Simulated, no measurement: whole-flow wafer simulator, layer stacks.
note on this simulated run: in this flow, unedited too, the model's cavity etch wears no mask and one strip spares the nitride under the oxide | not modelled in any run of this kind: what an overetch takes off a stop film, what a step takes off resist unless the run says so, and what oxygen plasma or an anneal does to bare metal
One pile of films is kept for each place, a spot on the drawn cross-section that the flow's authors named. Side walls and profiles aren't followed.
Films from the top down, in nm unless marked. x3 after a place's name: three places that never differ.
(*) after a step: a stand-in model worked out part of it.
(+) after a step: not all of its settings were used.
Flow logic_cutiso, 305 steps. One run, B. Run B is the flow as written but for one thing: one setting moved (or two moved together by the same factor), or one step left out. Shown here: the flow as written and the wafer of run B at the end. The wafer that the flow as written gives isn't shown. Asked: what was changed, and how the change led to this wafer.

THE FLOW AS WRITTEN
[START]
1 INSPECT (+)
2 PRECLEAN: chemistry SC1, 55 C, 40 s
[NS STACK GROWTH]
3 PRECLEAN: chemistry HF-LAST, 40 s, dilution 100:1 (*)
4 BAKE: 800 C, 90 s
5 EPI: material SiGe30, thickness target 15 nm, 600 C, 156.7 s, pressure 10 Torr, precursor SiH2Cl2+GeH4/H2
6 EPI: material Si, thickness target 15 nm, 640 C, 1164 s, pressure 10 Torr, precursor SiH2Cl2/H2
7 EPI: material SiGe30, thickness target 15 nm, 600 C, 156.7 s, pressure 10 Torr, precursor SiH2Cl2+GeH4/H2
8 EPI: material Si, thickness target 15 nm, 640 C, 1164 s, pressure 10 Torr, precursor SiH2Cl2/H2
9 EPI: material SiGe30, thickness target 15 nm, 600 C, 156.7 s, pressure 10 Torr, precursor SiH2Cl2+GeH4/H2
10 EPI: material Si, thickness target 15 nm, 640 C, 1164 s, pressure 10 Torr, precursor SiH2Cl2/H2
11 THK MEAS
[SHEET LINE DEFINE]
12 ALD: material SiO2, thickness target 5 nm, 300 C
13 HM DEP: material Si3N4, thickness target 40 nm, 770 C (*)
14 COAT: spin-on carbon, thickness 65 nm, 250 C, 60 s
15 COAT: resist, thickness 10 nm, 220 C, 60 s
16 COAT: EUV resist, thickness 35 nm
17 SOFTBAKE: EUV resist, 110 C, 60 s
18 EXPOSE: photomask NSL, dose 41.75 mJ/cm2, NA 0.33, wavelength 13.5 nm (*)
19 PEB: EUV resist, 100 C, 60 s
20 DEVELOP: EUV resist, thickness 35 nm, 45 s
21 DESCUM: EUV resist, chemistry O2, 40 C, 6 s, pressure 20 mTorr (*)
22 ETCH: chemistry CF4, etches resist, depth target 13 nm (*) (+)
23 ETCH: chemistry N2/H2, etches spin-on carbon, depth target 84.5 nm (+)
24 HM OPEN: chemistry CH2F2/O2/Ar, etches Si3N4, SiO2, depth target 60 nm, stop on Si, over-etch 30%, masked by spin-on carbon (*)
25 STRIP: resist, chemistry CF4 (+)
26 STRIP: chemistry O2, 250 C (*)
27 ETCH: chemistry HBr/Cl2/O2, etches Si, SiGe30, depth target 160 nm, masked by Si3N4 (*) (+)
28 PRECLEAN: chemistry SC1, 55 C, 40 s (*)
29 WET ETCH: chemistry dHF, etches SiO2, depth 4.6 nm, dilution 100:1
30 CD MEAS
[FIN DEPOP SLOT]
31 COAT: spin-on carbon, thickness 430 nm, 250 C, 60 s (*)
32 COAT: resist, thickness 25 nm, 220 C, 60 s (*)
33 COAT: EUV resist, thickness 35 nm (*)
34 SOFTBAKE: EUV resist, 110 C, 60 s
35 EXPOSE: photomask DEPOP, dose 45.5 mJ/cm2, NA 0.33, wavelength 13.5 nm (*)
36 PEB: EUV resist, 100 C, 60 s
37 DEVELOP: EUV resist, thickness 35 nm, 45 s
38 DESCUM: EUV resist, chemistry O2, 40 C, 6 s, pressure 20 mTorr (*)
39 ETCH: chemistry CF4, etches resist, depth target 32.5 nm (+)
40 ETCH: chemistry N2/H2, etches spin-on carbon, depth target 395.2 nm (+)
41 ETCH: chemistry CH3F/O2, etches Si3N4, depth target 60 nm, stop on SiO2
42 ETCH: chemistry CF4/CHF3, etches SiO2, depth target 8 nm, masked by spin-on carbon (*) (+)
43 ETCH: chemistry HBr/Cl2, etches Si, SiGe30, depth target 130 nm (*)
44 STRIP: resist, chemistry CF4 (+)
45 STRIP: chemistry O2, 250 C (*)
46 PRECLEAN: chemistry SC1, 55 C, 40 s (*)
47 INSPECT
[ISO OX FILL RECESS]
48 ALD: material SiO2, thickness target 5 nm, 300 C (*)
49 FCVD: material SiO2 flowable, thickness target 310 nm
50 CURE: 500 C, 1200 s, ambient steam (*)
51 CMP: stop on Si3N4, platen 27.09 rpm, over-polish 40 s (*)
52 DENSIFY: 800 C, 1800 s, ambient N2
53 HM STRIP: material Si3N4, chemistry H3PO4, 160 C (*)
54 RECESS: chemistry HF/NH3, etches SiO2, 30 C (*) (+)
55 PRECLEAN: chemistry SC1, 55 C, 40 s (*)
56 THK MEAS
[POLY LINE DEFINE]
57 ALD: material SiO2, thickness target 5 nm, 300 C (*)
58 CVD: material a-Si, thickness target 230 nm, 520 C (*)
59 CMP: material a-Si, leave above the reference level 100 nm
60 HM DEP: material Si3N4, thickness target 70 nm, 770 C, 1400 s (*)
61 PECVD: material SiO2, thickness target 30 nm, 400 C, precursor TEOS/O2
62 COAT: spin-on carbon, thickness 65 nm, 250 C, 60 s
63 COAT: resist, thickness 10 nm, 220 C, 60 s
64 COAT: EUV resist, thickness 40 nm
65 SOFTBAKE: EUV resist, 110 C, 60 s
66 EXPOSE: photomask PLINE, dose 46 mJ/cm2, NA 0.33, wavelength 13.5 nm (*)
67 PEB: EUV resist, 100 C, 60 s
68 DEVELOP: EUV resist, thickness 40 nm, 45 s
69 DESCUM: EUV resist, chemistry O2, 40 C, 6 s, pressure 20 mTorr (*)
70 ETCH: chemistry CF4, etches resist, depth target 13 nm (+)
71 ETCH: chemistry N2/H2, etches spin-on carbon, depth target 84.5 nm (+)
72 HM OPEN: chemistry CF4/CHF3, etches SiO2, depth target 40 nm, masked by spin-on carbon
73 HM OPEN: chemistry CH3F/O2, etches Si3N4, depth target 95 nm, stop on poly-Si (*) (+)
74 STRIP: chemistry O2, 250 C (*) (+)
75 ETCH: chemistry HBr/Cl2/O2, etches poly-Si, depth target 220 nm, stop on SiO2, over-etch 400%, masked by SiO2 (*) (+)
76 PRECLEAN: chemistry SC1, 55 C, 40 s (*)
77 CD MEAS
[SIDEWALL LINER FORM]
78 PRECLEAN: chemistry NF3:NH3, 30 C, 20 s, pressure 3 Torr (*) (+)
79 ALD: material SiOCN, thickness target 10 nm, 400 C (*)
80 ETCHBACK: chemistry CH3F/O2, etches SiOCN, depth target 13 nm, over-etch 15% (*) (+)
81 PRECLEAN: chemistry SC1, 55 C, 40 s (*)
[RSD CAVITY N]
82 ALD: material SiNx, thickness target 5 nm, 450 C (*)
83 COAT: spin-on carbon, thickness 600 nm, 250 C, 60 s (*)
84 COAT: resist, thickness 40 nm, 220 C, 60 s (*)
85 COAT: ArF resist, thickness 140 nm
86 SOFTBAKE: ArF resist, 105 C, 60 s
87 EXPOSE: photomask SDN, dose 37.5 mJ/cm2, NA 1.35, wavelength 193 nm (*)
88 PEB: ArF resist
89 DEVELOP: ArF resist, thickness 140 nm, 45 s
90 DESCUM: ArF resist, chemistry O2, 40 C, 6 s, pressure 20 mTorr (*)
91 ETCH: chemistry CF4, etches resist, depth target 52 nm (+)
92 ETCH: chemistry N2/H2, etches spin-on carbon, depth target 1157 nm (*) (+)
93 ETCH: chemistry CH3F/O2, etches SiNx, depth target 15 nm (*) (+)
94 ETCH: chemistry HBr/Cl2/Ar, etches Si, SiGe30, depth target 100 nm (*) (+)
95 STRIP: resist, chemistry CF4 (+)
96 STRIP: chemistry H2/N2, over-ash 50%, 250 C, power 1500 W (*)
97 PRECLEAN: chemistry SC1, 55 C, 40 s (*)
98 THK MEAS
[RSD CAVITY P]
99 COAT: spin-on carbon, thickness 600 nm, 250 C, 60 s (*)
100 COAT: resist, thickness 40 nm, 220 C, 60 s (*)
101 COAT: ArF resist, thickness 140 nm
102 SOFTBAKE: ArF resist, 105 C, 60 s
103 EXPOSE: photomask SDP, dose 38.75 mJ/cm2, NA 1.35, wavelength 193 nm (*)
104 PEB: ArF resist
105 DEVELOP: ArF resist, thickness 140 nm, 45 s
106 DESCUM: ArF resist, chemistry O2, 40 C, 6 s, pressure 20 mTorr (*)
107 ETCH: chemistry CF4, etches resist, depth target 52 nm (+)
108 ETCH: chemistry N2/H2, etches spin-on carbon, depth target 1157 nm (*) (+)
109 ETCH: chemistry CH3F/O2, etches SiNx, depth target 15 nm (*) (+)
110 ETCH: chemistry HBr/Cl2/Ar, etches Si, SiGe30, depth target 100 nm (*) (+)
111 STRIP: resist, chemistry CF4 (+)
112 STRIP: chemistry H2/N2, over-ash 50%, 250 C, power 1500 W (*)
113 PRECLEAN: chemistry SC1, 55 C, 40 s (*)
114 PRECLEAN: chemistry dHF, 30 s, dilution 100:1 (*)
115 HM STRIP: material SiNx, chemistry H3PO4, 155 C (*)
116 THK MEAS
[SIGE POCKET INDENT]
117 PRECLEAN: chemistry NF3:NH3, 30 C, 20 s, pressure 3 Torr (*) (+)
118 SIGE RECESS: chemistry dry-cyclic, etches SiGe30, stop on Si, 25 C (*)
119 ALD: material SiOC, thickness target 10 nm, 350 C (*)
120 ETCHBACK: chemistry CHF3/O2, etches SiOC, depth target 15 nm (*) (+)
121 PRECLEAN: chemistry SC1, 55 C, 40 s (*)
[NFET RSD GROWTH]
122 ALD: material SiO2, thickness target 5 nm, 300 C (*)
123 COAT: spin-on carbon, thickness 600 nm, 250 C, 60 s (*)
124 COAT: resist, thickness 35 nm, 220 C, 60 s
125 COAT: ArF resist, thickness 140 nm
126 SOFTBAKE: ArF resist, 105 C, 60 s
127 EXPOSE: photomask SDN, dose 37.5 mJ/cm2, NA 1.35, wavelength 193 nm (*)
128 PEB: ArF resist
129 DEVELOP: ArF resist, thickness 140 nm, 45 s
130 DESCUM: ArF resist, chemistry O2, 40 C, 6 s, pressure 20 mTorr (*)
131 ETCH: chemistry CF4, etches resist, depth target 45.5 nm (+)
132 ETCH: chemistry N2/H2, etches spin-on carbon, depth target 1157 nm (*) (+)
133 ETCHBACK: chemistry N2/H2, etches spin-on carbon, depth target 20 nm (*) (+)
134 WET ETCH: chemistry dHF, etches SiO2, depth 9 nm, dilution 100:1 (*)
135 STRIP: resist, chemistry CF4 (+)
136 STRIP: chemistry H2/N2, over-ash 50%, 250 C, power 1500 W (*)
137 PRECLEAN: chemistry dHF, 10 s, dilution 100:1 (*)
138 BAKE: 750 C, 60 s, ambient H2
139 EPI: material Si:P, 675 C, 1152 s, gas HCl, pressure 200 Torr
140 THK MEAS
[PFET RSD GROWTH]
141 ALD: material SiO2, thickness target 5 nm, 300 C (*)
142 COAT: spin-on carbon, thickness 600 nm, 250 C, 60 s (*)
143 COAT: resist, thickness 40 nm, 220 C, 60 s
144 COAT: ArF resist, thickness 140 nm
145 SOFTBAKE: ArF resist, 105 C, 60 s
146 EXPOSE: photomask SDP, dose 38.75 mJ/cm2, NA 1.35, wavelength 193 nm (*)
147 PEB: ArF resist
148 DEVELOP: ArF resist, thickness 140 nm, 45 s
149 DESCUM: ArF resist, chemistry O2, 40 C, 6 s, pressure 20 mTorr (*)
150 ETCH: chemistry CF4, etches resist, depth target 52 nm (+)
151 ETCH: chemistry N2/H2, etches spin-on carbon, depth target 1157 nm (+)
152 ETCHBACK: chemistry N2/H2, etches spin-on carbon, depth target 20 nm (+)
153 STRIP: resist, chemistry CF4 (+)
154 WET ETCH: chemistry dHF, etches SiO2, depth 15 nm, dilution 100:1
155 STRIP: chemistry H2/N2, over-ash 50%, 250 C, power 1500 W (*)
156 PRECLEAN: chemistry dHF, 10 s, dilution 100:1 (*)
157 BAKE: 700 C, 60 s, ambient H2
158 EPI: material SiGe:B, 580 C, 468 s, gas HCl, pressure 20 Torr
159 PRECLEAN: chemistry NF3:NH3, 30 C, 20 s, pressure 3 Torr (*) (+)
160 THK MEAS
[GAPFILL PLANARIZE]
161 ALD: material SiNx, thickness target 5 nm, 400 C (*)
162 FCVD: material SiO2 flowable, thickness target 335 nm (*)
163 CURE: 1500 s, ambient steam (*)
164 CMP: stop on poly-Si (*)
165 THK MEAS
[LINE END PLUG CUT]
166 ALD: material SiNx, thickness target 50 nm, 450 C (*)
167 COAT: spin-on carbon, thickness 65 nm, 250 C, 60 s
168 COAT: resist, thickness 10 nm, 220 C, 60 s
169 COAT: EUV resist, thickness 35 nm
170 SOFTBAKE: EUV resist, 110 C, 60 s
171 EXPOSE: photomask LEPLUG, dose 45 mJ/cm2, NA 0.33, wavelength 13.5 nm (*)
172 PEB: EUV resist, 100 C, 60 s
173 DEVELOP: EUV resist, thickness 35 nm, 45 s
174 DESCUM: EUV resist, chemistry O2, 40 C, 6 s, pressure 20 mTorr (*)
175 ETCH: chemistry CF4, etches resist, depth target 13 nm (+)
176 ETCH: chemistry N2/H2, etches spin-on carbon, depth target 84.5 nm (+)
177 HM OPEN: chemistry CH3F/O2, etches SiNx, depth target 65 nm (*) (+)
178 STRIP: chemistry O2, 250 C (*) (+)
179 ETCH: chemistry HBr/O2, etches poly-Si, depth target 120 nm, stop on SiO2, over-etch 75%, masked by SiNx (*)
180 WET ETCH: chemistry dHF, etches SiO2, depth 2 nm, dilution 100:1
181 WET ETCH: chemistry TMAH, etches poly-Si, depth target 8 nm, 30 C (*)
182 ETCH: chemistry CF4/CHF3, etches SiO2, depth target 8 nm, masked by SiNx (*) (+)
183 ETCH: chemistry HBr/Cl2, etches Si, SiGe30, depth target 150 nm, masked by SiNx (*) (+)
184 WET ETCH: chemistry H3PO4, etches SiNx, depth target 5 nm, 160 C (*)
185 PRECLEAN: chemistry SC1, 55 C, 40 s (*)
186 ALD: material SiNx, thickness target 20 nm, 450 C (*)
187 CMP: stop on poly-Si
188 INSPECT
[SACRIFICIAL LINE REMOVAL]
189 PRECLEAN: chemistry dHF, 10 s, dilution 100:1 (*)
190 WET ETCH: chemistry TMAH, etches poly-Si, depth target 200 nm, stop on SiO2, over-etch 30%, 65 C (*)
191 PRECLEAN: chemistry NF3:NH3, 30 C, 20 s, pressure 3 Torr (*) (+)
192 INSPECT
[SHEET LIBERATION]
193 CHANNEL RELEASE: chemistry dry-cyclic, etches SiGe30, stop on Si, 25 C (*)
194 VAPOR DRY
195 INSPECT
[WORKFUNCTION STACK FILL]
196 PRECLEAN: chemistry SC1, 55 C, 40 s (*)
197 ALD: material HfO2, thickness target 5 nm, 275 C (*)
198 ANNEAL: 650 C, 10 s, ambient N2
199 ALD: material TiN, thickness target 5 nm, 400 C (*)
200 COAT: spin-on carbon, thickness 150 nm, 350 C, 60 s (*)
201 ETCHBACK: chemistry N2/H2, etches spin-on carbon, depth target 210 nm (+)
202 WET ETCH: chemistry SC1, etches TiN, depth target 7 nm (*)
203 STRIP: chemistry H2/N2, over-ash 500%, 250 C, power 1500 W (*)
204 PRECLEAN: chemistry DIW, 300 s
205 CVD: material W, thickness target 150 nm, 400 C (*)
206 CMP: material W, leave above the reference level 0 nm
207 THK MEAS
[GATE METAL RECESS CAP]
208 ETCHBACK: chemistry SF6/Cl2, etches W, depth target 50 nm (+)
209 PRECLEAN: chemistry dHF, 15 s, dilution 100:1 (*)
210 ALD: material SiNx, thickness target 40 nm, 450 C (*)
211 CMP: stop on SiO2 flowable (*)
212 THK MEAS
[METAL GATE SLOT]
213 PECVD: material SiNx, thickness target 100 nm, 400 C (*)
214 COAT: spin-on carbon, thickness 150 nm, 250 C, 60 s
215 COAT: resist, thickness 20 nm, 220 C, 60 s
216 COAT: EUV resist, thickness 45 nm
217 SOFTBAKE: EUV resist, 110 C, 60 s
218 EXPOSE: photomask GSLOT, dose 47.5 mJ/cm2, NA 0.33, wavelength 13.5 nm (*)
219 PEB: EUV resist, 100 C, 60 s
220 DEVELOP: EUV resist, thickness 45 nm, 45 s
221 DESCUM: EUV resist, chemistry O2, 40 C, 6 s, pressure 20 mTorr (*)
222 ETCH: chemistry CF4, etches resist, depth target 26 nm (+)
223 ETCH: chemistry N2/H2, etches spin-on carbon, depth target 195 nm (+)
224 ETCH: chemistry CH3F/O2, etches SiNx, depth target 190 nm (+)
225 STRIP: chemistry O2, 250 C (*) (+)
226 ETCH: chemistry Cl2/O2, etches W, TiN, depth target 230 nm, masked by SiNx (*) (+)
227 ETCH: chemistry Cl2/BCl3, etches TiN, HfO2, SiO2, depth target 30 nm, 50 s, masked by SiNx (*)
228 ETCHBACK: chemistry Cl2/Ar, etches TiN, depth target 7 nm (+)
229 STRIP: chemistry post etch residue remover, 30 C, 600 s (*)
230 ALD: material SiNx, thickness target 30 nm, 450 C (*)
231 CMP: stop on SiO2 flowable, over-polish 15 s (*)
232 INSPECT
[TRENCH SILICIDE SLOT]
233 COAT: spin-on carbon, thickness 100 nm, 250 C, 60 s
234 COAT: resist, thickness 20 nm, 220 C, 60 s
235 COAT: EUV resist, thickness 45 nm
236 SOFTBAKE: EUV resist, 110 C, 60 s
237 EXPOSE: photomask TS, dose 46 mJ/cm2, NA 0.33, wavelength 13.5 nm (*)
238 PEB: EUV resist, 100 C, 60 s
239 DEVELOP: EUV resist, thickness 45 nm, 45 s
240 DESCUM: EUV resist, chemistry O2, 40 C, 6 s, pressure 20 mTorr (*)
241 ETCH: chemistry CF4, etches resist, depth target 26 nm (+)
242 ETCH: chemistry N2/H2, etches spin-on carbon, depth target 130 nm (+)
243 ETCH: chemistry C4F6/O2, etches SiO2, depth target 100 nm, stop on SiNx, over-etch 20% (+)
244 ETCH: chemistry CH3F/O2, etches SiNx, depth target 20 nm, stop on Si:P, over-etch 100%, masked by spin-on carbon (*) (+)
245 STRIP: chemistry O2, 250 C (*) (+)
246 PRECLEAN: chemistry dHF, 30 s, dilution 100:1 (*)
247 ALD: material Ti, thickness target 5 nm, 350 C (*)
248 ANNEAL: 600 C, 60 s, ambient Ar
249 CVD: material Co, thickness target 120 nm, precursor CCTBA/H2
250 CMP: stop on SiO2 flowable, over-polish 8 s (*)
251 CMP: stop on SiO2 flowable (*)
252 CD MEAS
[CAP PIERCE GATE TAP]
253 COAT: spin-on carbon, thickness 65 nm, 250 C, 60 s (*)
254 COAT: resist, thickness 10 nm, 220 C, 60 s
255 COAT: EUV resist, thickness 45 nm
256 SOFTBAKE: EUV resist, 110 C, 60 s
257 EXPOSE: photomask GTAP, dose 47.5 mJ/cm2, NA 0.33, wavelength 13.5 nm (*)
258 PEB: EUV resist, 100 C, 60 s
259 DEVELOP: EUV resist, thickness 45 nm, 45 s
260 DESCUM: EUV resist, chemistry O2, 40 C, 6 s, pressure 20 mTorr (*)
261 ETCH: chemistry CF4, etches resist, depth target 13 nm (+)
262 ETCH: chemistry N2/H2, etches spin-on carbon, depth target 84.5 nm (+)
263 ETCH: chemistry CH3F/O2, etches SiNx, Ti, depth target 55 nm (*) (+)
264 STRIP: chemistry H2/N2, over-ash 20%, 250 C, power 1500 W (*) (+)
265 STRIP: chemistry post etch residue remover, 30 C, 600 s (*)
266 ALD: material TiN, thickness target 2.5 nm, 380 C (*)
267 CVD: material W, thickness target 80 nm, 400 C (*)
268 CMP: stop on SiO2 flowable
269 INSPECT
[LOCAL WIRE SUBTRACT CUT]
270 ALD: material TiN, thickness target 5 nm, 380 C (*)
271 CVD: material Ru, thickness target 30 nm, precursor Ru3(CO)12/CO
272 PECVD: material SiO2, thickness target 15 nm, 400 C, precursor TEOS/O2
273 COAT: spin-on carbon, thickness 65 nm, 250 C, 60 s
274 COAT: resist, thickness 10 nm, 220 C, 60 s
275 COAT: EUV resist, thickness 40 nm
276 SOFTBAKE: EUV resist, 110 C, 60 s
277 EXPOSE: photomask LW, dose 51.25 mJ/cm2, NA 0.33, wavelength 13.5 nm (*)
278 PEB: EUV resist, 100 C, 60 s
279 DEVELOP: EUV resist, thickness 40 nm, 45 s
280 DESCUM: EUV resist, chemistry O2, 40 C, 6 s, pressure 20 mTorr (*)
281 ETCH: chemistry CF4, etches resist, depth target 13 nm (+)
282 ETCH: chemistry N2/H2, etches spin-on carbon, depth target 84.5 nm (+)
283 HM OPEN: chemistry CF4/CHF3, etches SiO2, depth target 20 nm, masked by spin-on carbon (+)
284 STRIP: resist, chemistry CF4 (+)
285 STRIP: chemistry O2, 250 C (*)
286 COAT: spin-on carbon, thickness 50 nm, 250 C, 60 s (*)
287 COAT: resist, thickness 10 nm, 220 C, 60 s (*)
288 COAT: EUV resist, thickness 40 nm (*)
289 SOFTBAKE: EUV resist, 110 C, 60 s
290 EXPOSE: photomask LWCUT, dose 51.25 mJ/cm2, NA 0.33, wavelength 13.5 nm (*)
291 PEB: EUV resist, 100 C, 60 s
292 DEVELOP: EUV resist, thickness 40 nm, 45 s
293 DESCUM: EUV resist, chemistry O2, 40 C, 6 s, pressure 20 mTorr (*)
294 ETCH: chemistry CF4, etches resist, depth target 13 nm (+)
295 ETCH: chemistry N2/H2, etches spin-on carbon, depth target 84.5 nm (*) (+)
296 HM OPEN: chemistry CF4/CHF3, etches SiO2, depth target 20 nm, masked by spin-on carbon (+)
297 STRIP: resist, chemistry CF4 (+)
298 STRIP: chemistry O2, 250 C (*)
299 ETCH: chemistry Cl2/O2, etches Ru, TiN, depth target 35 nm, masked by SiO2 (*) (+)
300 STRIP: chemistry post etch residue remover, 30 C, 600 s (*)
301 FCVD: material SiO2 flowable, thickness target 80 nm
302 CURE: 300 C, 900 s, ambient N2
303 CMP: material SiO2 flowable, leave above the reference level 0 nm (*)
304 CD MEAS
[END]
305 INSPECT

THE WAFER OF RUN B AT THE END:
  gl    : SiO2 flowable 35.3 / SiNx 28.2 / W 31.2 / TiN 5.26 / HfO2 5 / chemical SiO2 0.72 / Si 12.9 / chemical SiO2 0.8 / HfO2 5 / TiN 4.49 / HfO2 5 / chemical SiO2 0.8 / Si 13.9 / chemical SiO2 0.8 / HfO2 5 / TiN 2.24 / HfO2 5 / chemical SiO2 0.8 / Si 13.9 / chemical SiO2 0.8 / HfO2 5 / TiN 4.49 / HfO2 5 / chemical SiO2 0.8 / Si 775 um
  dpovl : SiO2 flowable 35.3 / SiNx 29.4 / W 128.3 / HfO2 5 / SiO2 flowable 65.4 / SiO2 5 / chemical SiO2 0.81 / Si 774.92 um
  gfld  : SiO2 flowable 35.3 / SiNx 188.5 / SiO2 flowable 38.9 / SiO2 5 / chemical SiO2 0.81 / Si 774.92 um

The cause: step 7, EPI: 133.2 s was run, where the flow has 156.7 s.

How the change led to this, step by step:
  7 EPI: material SiGe30, thickness target 15 nm, 600 C, 156.7 s, pressure 10 Torr, precursor SiH2Cl2+GeH4/H2
      depop, dpovl, gfld and 19 more: SiGe30 +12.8 (new film) (as written it would be: SiGe30 +15 (new film))
  27 ETCH: chemistry HBr/Cl2/O2, etches Si, SiGe30, depth target 160 nm, masked by Si3N4 (*) (+)
      gfld, gxf, iso, lnri: chemical SiO2 -0.79 (all of it), Si -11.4 (all of it), SiGe30 -15 (all of it), Si -15 (all of it), SiGe30 -12.8 (all of it), Si -15 (all of it), SiGe30 -15 (all of it), Si -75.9 (as written it would be: chemical SiO2 -0.79 (all of it), Si -11.4 (all of it), SiGe30 -15 (all of it), Si -15 (all of it), SiGe30 -15 (all of it), Si -15 (all of it), SiGe30 -15 (all of it), Si -73.6)
      dpovl, nsgap: chemical SiO2 -0.79 (all of it), Si -11.8 (all of it), SiGe30 -15 (all of it), Si -15 (all of it), SiGe30 -12.8 (all of it), Si -15 (all of it), SiGe30 -15 (all of it), Si -75.5 (as written it would be: chemical SiO2 -0.79 (all of it), Si -11.8 (all of it), SiGe30 -15 (all of it), Si -15 (all of it), SiGe30 -15 (all of it), Si -15 (all of it), SiGe30 -15 (all of it), Si -73.2)
      (and at 1 more place)
  43 ETCH: chemistry HBr/Cl2, etches Si, SiGe30, depth target 130 nm (*)
      depop: Si -14 (all of it), SiGe30 -15 (all of it), Si -15 (all of it), SiGe30 -12.8 (all of it), Si -15 (all of it), SiGe30 -15 (all of it), Si -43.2 (as written it would be: Si -14 (all of it), SiGe30 -15 (all of it), Si -15 (all of it), SiGe30 -15 (all of it), Si -15 (all of it), SiGe30 -15 (all of it), Si -41)
  94 ETCH: chemistry HBr/Cl2/Ar, etches Si, SiGe30, depth target 100 nm (*) (+)
      rsdn, rsdx: chemical SiO2 -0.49 (all of it), Si -12.8 (all of it), SiGe30 -15 (all of it), Si -15 (all of it), SiGe30 -12.8 (all of it), Si -15 (all of it), SiGe30 -15 (all of it), Si -14.4 (as written it would be: chemical SiO2 -0.49 (all of it), Si -12.8 (all of it), SiGe30 -15 (all of it), Si -15 (all of it), SiGe30 -15 (all of it), Si -15 (all of it), SiGe30 -15 (all of it), Si -12.2)
  110 ETCH: chemistry HBr/Cl2/Ar, etches Si, SiGe30, depth target 100 nm (*) (+)
      rsdp, rsdw: chemical SiO2 -0.49 (all of it), Si -12.8 (all of it), SiGe30 -15 (all of it), Si -15 (all of it), SiGe30 -12.8 (all of it), Si -15 (all of it), SiGe30 -15 (all of it), Si -14.4 (as written it would be: chemical SiO2 -0.49 (all of it), Si -12.8 (all of it), SiGe30 -15 (all of it), Si -15 (all of it), SiGe30 -15 (all of it), Si -15 (all of it), SiGe30 -15 (all of it), Si -12.2)
  118 SIGE RECESS: chemistry dry-cyclic, etches SiGe30, stop on Si, 25 C (*)
      lnr, lnrp, lnrt: SiOCN -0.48, Si -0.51, cavity +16 (new film), SiGe30 -15 (all of it), Si -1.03, cavity +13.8 (new film), SiGe30 -12.8 (all of it), Si -1.03, cavity +16 (new film), SiGe30 -15 (all of it), Si -0.51 (as written it would be: SiOCN -0.48, Si -0.51, cavity +16 (new film), SiGe30 -15 (all of it), Si -1.03, cavity +16 (new film), SiGe30 -15 (all of it), Si -1.03, cavity +16 (new film), SiGe30 -15 (all of it), Si -0.51)
  119 ALD: material SiOC, thickness target 10 nm, 350 C (*)
      lnr, lnrp, lnrt: SiOC +10 (new film), SiOC +16 (new film), cavity -16 (all of it), SiOC +13.8 (new film), cavity -13.8 (all of it), SiOC +16 (new film), cavity -16 (all of it) (as written it would be: SiOC +10 (new film), SiOC +16 (new film), cavity -16 (all of it), SiOC +16 (new film), cavity -16 (all of it), SiOC +16 (new film), cavity -16 (all of it))
  183 ETCH: chemistry HBr/Cl2, etches Si, SiGe30, depth target 150 nm, masked by SiNx (*) (+)
      plug: Si -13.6 (all of it), SiGe30 -15 (all of it), Si -15 (all of it), SiGe30 -12.8 (all of it), Si -15 (all of it), SiGe30 -15 (all of it), Si -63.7 (as written it would be: Si -13.6 (all of it), SiGe30 -15 (all of it), Si -15 (all of it), SiGe30 -15 (all of it), Si -15 (all of it), SiGe30 -15 (all of it), Si -61.4)
  193 CHANNEL RELEASE: chemistry dry-cyclic, etches SiGe30, stop on Si, 25 C (*)
      gl, glp, gxn, gxp, ns, tap: chemical SiO2 +0.8 (new film), Si -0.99, chemical SiO2 +0.8 (new film), cavity +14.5 (new film), chemical SiO2 +0.8 (new film), SiGe30 -15 (all of it), Si -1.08, chemical SiO2 +0.8 (new film), cavity +12.2 (new film), chemical SiO2 +0.8 (new film), SiGe30 -12.8 (all of it), Si -1.08, chemical SiO2 +0.8 (new film), cavity +14.5 (new film), chemical SiO2 +0.8 (new film), SiGe30 -15 (all of it), Si -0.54 (as written it would be: chemical SiO2 +0.8 (new film), Si -0.99, chemical SiO2 +0.8 (new film), cavity +14.5 (new film), chemical SiO2 +0.8 (new film), SiGe30 -15 (all of it), Si -1.08, chemical SiO2 +0.8 (new film), cavity +14.5 (new film), chemical SiO2 +0.8 (new film), SiGe30 -15 (all of it), Si -1.08, chemical SiO2 +0.8 (new film), cavity +14.5 (new film), chemical SiO2 +0.8 (new film), SiGe30 -15 (all of it), Si -0.54)
  199 ALD: material TiN, thickness target 5 nm, 400 C (*)
      gl, glp, tap: TiN +5.26 (new film), TiN +4.49 (new film), cavity -4.49 (all of it), TiN +2.24 (new film), cavity -2.24 (all of it), TiN +4.49 (new film), cavity -4.49 (all of it) (as written it would be: TiN +5.26 (new film), TiN +4.49 (new film), cavity -4.49 (all of it), TiN +4.49 (new film), cavity -4.49 (all of it), TiN +4.49 (new film), cavity -4.49 (all of it))
      gxn, gxp, ns: TiN +5 (new film), TiN +4.49 (new film), cavity -4.49 (all of it), TiN +2.24 (new film), cavity -2.24 (all of it), TiN +4.49 (new film), cavity -4.49 (all of it) (as written it would be: TiN +5 (new film), TiN +4.49 (new film), cavity -4.49 (all of it), TiN +4.49 (new film), cavity -4.49 (all of it), TiN +4.49 (new film), cavity -4.49 (all of it))
